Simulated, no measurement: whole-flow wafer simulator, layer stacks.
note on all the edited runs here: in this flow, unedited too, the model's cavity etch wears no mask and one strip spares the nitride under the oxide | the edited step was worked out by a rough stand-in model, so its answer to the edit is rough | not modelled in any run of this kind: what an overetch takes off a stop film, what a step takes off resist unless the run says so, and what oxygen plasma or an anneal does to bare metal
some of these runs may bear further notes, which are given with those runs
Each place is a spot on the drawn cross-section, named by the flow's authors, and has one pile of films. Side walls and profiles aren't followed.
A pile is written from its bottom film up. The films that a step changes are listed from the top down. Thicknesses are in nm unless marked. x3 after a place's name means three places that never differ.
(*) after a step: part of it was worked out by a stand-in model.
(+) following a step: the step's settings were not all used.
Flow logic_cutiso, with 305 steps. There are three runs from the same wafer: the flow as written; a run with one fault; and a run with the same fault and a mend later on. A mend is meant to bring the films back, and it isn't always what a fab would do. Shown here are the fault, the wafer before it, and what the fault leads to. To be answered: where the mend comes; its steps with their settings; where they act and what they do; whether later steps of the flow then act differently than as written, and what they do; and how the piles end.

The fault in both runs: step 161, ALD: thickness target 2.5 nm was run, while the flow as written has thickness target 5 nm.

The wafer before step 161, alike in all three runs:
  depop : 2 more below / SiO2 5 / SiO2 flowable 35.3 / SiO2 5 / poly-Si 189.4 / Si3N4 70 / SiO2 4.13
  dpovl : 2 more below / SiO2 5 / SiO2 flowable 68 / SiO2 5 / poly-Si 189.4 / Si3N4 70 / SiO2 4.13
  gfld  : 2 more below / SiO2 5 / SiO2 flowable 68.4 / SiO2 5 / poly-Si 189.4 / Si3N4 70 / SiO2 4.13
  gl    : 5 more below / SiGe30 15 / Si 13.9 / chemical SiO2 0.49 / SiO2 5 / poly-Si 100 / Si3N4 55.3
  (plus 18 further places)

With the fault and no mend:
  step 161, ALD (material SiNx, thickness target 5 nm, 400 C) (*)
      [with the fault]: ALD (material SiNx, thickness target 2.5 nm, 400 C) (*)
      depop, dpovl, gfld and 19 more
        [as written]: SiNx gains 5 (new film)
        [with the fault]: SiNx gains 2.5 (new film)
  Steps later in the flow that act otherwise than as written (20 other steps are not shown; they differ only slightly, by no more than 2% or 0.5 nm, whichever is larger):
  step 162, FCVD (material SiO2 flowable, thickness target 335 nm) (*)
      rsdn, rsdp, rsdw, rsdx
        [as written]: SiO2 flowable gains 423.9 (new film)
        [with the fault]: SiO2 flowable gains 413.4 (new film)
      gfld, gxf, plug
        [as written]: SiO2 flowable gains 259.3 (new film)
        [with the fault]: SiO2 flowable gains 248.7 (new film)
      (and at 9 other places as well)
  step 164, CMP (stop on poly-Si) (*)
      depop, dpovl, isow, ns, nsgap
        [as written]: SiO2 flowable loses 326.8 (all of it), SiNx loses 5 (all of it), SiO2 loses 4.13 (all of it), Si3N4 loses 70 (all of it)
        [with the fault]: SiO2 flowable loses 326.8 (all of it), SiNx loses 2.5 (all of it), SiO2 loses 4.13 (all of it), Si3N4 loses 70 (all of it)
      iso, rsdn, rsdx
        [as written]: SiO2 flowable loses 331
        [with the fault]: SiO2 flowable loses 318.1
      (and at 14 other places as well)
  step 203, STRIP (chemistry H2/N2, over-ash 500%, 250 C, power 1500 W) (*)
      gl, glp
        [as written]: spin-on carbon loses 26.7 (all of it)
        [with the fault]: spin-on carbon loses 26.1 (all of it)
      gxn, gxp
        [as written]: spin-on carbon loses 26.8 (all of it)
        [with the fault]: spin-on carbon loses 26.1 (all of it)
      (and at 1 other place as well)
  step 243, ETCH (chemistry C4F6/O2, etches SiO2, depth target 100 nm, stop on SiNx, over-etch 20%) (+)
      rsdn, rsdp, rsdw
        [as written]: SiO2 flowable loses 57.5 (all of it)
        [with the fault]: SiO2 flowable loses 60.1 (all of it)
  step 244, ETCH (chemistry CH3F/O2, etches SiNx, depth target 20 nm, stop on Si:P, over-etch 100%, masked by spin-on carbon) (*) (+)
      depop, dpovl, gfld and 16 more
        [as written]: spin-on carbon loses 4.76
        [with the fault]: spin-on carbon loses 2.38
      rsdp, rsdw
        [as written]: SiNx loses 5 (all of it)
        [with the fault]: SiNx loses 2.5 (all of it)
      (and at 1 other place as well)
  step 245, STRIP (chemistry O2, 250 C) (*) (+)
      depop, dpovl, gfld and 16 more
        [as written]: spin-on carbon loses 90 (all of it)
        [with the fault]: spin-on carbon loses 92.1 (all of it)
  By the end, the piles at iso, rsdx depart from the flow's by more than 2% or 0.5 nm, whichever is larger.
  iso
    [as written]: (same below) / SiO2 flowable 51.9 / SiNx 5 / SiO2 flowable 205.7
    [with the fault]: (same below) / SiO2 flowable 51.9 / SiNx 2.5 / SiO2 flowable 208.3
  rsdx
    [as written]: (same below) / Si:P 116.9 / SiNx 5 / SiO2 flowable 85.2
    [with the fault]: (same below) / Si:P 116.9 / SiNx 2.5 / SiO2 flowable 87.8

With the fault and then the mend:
  The mend follows step 161.
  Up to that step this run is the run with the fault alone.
  step 161a, ALD (material SiNx, thickness target 2.5 nm, 400 C) (*) (a further turn of the flow's step 161, with different settings)
      depop, dpovl, gfld and 19 more
        SiNx gains 2.5
  Every later step of the flow that is run acts as written, at every place that is followed, to within 2% or 0.5 nm, whichever is larger.
  The piles end the same as the flow's at every place that both follow.
